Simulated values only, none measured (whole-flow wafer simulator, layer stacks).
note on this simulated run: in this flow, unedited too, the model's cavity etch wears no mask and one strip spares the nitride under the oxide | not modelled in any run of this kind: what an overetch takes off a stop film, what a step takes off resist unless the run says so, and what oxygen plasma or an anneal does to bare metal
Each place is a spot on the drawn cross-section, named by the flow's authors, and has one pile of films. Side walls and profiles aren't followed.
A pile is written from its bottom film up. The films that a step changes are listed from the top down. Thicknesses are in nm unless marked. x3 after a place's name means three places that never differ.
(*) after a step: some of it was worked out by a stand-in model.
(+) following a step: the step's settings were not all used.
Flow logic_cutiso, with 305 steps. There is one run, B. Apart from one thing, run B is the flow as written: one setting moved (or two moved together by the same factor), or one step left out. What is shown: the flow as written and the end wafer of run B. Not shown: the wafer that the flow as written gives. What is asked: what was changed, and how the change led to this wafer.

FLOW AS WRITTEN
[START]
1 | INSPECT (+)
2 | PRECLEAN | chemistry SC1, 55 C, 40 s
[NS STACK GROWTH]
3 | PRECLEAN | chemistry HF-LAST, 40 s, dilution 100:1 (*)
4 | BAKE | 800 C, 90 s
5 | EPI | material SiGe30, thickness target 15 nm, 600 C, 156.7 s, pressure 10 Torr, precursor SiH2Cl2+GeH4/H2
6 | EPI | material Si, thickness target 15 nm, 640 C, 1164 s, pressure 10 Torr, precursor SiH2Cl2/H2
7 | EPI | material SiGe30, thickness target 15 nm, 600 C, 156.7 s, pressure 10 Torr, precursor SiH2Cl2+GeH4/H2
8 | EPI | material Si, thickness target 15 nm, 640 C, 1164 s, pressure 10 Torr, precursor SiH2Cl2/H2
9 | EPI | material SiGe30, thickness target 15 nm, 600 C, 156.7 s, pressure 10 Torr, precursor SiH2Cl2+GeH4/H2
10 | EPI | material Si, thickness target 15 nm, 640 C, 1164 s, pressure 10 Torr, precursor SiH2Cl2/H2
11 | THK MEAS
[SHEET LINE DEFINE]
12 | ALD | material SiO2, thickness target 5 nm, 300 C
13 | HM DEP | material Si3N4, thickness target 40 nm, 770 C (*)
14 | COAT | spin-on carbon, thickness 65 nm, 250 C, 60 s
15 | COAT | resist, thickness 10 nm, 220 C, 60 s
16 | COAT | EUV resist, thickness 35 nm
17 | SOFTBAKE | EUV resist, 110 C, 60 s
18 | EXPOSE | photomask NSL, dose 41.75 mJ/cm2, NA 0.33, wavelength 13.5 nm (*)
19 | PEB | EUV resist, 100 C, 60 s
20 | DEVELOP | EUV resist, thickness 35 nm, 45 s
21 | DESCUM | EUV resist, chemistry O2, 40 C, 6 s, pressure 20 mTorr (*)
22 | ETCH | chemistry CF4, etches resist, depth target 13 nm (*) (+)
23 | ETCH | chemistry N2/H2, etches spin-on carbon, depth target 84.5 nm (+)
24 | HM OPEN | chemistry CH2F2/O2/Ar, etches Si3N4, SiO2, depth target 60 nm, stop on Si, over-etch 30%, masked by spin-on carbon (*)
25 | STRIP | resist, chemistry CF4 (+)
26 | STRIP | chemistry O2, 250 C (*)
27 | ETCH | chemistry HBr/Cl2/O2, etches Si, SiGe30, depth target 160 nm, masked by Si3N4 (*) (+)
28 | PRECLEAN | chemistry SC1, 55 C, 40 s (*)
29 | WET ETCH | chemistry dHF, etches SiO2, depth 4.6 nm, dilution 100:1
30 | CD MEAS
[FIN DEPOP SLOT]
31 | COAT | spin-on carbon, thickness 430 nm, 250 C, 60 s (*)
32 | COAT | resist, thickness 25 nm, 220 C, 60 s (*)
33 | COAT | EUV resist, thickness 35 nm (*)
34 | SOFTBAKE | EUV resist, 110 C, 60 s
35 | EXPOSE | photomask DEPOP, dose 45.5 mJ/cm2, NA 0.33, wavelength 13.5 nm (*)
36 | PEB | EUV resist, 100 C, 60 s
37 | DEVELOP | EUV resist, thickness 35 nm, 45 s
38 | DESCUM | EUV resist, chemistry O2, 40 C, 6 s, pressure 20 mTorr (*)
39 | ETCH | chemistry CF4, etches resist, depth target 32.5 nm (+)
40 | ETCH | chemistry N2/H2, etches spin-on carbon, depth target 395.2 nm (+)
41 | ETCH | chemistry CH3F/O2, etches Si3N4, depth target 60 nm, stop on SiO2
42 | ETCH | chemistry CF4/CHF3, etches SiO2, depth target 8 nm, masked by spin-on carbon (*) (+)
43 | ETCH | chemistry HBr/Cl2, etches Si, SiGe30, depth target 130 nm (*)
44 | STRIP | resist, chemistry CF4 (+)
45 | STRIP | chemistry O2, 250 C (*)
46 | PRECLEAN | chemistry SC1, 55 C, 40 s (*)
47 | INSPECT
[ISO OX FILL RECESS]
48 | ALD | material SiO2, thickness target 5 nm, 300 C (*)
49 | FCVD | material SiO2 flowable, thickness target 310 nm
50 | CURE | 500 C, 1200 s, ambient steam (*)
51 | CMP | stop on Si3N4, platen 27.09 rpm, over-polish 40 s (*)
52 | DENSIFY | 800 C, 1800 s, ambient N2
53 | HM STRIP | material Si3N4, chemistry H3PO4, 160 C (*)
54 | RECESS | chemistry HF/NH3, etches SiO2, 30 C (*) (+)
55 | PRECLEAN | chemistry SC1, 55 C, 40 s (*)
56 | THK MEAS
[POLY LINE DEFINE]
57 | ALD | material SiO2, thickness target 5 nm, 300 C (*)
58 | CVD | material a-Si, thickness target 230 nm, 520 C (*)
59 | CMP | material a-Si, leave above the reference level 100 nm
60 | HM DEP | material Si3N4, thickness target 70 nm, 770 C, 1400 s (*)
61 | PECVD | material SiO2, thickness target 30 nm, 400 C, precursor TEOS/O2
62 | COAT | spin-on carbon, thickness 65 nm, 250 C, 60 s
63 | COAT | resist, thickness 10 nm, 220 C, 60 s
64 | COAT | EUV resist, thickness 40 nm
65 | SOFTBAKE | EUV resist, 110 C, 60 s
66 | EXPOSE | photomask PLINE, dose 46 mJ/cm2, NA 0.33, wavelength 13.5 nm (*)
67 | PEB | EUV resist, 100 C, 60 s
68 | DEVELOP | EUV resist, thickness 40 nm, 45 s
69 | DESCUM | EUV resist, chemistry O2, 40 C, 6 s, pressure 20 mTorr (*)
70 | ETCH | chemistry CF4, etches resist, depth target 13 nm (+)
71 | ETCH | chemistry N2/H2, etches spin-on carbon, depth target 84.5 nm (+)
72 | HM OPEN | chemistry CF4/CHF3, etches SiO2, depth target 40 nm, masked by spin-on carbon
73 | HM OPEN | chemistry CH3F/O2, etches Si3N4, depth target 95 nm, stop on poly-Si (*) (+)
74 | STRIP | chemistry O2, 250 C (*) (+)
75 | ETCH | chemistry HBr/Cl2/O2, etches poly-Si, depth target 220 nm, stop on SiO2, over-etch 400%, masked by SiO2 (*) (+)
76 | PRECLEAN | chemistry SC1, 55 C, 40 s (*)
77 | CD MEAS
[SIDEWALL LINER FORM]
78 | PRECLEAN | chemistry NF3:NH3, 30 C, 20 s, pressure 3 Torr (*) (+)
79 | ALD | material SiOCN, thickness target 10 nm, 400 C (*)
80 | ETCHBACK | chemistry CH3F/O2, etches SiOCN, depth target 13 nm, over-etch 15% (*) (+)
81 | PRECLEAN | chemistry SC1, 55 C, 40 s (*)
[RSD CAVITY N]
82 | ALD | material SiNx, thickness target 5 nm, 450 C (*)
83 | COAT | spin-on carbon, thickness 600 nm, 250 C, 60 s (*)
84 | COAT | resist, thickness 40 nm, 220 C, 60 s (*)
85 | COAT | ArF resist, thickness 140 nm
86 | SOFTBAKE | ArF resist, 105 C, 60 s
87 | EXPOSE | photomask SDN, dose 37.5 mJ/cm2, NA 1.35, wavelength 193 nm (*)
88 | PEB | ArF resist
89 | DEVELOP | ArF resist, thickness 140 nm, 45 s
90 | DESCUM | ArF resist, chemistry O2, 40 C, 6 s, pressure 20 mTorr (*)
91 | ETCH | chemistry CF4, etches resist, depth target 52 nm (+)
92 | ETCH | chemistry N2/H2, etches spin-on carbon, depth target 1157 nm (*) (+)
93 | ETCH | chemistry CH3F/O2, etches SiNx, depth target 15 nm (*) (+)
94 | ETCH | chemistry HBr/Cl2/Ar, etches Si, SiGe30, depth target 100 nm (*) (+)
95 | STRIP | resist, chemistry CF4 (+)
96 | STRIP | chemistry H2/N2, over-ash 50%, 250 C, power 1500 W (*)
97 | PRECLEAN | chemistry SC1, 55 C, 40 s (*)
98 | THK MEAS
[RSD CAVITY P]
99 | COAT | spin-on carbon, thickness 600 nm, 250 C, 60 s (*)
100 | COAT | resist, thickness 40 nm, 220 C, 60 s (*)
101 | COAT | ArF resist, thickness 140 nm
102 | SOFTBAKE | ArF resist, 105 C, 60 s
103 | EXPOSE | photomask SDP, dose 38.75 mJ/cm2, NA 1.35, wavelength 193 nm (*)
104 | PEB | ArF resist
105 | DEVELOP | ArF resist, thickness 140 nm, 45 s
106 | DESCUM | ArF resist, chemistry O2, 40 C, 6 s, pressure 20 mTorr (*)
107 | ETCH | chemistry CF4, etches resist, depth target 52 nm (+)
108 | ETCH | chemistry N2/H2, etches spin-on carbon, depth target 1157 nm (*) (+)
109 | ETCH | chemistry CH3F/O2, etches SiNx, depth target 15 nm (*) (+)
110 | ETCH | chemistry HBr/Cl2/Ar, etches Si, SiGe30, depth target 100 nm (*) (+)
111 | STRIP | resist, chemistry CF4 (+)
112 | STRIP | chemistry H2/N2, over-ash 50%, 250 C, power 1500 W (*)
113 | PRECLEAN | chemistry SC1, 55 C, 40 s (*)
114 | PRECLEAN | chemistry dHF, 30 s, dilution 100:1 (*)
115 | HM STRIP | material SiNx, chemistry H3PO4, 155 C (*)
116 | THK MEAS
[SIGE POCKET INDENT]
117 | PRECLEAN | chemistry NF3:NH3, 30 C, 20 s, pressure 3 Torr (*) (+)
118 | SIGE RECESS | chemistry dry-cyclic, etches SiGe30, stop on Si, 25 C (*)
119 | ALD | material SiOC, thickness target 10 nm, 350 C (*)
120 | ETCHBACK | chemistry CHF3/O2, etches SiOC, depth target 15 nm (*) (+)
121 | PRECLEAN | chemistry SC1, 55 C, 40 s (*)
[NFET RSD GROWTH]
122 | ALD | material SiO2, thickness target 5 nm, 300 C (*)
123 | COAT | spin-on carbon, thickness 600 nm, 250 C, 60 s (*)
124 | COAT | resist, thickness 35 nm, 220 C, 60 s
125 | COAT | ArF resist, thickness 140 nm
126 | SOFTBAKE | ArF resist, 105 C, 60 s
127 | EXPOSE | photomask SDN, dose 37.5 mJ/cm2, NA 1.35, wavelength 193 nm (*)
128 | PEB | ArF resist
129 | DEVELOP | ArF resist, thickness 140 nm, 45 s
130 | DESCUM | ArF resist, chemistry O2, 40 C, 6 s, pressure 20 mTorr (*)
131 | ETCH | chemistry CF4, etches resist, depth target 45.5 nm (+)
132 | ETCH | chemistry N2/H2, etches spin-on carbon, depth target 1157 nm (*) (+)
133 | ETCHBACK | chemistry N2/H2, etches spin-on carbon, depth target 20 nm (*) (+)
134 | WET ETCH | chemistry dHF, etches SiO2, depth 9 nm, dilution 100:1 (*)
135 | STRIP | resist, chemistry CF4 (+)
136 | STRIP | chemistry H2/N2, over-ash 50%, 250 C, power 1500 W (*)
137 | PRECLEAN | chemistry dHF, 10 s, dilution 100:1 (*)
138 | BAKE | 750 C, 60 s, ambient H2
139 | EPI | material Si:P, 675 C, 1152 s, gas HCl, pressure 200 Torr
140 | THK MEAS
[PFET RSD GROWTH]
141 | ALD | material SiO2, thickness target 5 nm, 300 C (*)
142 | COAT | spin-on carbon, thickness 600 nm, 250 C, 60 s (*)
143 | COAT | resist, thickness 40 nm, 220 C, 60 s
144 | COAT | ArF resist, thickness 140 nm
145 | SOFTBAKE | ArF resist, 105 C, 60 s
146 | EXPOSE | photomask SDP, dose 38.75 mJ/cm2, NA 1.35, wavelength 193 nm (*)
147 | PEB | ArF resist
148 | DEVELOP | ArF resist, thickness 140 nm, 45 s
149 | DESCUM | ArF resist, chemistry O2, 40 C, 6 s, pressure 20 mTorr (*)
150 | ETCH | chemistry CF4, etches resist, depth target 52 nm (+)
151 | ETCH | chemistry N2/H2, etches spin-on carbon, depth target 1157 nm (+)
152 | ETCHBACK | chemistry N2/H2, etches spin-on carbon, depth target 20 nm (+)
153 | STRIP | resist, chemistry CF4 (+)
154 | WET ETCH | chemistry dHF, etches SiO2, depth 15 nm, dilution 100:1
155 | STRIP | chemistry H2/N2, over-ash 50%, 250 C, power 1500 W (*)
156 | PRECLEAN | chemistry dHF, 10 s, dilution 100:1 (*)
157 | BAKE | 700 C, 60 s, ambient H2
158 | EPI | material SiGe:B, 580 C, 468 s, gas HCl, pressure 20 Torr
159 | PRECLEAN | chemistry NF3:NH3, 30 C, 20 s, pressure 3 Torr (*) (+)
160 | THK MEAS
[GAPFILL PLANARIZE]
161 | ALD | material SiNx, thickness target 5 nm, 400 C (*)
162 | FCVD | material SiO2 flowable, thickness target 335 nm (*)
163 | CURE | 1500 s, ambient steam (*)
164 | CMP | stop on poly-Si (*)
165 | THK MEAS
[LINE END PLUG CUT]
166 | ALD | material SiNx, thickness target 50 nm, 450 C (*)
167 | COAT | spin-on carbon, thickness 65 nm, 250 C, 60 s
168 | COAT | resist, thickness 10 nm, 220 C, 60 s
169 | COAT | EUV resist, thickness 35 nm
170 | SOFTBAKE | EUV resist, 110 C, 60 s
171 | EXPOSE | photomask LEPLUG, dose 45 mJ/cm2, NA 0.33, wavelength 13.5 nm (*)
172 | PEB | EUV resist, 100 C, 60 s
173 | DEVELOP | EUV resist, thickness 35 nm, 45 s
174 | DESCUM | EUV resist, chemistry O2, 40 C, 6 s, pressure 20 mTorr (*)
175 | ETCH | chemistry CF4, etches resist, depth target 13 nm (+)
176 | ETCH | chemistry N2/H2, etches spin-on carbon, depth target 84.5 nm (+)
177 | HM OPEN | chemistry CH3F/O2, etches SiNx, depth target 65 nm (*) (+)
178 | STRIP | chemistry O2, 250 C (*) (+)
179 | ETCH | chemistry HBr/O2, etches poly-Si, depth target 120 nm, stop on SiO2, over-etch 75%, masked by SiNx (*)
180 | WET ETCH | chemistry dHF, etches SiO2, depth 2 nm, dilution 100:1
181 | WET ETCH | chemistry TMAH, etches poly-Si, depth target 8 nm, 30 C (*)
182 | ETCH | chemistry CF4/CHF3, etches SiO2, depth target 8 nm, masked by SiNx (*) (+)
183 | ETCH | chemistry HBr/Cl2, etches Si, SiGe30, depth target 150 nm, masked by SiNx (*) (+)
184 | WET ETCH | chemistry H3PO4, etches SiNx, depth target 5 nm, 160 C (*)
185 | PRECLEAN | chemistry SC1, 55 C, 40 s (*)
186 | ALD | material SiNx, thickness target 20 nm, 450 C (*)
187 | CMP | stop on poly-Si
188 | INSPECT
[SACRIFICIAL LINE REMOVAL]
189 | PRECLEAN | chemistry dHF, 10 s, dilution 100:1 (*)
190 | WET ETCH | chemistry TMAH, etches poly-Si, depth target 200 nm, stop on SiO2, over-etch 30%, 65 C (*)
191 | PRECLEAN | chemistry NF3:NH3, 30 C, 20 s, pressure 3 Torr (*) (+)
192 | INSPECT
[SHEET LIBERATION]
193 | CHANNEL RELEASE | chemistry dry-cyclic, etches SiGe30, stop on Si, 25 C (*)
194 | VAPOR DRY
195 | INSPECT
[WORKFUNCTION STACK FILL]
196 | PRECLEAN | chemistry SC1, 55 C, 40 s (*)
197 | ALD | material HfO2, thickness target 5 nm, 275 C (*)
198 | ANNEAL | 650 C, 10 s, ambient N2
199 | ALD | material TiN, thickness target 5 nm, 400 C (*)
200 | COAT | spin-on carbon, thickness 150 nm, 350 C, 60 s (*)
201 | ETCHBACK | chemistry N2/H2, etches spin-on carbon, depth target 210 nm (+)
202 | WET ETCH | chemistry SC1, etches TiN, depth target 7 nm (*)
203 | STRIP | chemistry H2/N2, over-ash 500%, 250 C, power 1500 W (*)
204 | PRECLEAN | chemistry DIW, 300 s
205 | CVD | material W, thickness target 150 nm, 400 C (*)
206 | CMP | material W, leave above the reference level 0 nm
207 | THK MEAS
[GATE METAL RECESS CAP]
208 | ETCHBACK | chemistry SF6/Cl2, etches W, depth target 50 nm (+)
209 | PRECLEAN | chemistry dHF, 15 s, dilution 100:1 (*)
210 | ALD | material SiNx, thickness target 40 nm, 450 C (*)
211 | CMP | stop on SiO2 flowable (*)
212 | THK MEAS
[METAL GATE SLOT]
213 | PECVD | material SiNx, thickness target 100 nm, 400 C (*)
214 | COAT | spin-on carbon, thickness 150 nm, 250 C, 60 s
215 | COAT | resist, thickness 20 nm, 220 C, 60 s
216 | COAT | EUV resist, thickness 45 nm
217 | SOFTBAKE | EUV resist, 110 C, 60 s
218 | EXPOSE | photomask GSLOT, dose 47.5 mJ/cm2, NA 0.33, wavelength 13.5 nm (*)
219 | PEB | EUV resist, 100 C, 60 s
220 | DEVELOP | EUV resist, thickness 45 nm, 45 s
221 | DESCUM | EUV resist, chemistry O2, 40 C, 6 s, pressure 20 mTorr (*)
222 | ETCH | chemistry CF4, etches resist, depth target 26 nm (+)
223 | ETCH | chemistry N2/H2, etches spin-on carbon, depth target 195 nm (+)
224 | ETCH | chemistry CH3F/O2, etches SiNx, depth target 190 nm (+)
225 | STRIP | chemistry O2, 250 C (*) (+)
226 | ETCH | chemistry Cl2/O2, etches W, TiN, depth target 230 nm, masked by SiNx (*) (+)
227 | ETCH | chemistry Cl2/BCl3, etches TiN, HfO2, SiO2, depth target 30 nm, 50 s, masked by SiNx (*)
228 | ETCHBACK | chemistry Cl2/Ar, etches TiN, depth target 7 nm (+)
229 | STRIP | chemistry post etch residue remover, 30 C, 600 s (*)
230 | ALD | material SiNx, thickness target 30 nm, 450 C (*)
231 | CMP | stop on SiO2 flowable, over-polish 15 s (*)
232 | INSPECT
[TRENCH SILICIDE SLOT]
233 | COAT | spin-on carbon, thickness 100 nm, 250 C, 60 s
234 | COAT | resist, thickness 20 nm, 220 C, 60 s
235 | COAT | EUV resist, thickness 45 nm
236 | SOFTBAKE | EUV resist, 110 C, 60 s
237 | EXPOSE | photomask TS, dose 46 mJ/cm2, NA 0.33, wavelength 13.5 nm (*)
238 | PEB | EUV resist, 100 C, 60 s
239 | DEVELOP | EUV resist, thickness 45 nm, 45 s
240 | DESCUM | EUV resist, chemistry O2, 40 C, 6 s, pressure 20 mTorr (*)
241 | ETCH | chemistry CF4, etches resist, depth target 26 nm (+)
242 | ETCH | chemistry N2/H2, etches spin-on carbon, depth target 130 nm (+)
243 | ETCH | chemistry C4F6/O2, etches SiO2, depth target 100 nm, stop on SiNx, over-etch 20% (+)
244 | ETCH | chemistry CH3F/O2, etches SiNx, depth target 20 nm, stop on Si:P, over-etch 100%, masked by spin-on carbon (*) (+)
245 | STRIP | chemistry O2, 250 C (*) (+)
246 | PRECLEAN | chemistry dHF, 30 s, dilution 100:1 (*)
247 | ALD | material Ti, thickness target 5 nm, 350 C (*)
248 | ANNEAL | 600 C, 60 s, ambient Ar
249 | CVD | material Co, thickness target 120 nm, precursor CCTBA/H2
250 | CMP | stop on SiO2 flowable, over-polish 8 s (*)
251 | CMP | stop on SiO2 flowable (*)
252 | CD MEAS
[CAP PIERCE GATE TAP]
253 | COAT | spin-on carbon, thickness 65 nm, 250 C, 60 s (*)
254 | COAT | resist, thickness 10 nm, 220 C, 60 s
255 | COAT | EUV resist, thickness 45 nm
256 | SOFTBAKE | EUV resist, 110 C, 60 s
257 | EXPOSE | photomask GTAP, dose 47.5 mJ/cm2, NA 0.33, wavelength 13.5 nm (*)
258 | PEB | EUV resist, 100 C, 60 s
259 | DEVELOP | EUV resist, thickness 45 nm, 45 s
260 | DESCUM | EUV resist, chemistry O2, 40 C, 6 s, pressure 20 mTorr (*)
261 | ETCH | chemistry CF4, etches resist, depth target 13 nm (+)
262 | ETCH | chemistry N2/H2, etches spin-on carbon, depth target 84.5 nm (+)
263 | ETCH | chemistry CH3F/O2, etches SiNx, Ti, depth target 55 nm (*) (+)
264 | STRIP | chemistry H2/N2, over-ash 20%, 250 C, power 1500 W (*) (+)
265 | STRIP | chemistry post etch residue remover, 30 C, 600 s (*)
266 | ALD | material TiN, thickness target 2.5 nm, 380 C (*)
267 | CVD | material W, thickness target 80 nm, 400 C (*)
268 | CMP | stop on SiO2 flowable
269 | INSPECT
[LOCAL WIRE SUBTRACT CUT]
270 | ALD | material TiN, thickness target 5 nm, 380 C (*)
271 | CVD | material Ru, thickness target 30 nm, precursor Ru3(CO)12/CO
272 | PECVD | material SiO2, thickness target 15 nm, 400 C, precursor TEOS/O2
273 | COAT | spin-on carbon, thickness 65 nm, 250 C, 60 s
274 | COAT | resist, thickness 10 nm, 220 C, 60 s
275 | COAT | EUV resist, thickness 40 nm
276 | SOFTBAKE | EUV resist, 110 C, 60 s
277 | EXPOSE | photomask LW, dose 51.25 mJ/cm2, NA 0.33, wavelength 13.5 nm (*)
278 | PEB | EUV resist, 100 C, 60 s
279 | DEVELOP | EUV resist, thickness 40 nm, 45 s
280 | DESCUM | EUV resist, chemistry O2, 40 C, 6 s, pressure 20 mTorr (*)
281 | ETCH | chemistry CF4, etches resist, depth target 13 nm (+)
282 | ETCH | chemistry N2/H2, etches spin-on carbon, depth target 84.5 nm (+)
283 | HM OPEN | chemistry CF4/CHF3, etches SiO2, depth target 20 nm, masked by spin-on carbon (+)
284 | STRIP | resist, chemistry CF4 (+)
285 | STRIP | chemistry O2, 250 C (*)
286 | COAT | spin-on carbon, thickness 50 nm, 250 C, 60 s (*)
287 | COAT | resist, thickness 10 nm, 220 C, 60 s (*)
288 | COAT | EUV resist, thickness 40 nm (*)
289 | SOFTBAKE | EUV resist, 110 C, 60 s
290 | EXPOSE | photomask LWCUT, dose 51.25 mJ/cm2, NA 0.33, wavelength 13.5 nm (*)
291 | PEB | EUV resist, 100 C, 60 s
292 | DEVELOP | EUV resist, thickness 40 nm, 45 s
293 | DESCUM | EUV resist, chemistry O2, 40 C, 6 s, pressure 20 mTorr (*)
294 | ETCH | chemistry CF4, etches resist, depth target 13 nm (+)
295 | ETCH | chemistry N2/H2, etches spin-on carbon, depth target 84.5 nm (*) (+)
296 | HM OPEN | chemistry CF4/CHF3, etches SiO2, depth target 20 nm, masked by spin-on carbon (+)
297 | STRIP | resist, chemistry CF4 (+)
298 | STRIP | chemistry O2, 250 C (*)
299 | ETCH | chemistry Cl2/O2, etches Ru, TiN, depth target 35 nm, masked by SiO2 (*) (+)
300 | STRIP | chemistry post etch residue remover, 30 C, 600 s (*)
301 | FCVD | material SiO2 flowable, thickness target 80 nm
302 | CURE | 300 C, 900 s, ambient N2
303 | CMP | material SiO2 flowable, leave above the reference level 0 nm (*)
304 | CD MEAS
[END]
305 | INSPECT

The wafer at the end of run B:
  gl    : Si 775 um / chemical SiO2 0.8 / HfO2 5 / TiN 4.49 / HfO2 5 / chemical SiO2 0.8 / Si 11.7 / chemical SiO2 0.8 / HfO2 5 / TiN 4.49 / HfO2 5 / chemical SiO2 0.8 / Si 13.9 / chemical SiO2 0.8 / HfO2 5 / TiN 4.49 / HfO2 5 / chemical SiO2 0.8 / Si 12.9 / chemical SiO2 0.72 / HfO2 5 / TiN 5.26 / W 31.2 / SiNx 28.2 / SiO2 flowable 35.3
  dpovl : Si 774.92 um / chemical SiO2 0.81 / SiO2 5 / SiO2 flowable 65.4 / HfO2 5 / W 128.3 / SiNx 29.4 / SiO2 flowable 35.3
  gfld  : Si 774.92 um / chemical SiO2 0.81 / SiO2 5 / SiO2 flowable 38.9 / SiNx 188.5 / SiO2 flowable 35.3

What caused this: step 6, EPI: 989.7 s was run, whereas the flow has 1164 s.

The path from the change to this, step by step:
  6 | EPI | material Si, thickness target 15 nm, 640 C, 1164 s, pressure 10 Torr, precursor SiH2Cl2/H2
      depop, dpovl, gfld and 19 more: +12.8 Si (new film) (in the flow as written it would be: +15 Si (new film))
  27 | ETCH | chemistry HBr/Cl2/O2, etches Si, SiGe30, depth target 160 nm, masked by Si3N4 (*) (+)
      gfld, gxf, iso, lnri: -0.79 chemical SiO2 (all of it), -11.4 Si (all of it), -15 SiGe30 (all of it), -15 Si (all of it), -15 SiGe30 (all of it), -12.8 Si (all of it), -15 SiGe30 (all of it), -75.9 Si (in the flow as written it would be: -0.79 chemical SiO2 (all of it), -11.4 Si (all of it), -15 SiGe30 (all of it), -15 Si (all of it), -15 SiGe30 (all of it), -15 Si (all of it), -15 SiGe30 (all of it), -73.6 Si)
      dpovl, nsgap: -0.79 chemical SiO2 (all of it), -11.8 Si (all of it), -15 SiGe30 (all of it), -15 Si (all of it), -15 SiGe30 (all of it), -12.8 Si (all of it), -15 SiGe30 (all of it), -75.5 Si (in the flow as written it would be: -0.79 chemical SiO2 (all of it), -11.8 Si (all of it), -15 SiGe30 (all of it), -15 Si (all of it), -15 SiGe30 (all of it), -15 Si (all of it), -15 SiGe30 (all of it), -73.2 Si)
      (and at 1 other place as well)
  43 | ETCH | chemistry HBr/Cl2, etches Si, SiGe30, depth target 130 nm (*)
      depop: -14 Si (all of it), -15 SiGe30 (all of it), -15 Si (all of it), -15 SiGe30 (all of it), -12.8 Si (all of it), -15 SiGe30 (all of it), -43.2 Si (in the flow as written it would be: -14 Si (all of it), -15 SiGe30 (all of it), -15 Si (all of it), -15 SiGe30 (all of it), -15 Si (all of it), -15 SiGe30 (all of it), -41 Si)
  94 | ETCH | chemistry HBr/Cl2/Ar, etches Si, SiGe30, depth target 100 nm (*) (+)
      rsdn, rsdx: -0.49 chemical SiO2 (all of it), -12.8 Si (all of it), -15 SiGe30 (all of it), -15 Si (all of it), -15 SiGe30 (all of it), -12.8 Si (all of it), -15 SiGe30 (all of it), -14.4 Si (in the flow as written it would be: -0.49 chemical SiO2 (all of it), -12.8 Si (all of it), -15 SiGe30 (all of it), -15 Si (all of it), -15 SiGe30 (all of it), -15 Si (all of it), -15 SiGe30 (all of it), -12.2 Si)
  110 | ETCH | chemistry HBr/Cl2/Ar, etches Si, SiGe30, depth target 100 nm (*) (+)
      rsdp, rsdw: -0.49 chemical SiO2 (all of it), -12.8 Si (all of it), -15 SiGe30 (all of it), -15 Si (all of it), -15 SiGe30 (all of it), -12.8 Si (all of it), -15 SiGe30 (all of it), -14.4 Si (in the flow as written it would be: -0.49 chemical SiO2 (all of it), -12.8 Si (all of it), -15 SiGe30 (all of it), -15 Si (all of it), -15 SiGe30 (all of it), -15 Si (all of it), -15 SiGe30 (all of it), -12.2 Si)
  183 | ETCH | chemistry HBr/Cl2, etches Si, SiGe30, depth target 150 nm, masked by SiNx (*) (+)
      plug: -13.6 Si (all of it), -15 SiGe30 (all of it), -15 Si (all of it), -15 SiGe30 (all of it), -12.8 Si (all of it), -15 SiGe30 (all of it), -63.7 Si (in the flow as written it would be: -13.6 Si (all of it), -15 SiGe30 (all of it), -15 Si (all of it), -15 SiGe30 (all of it), -15 Si (all of it), -15 SiGe30 (all of it), -61.4 Si)
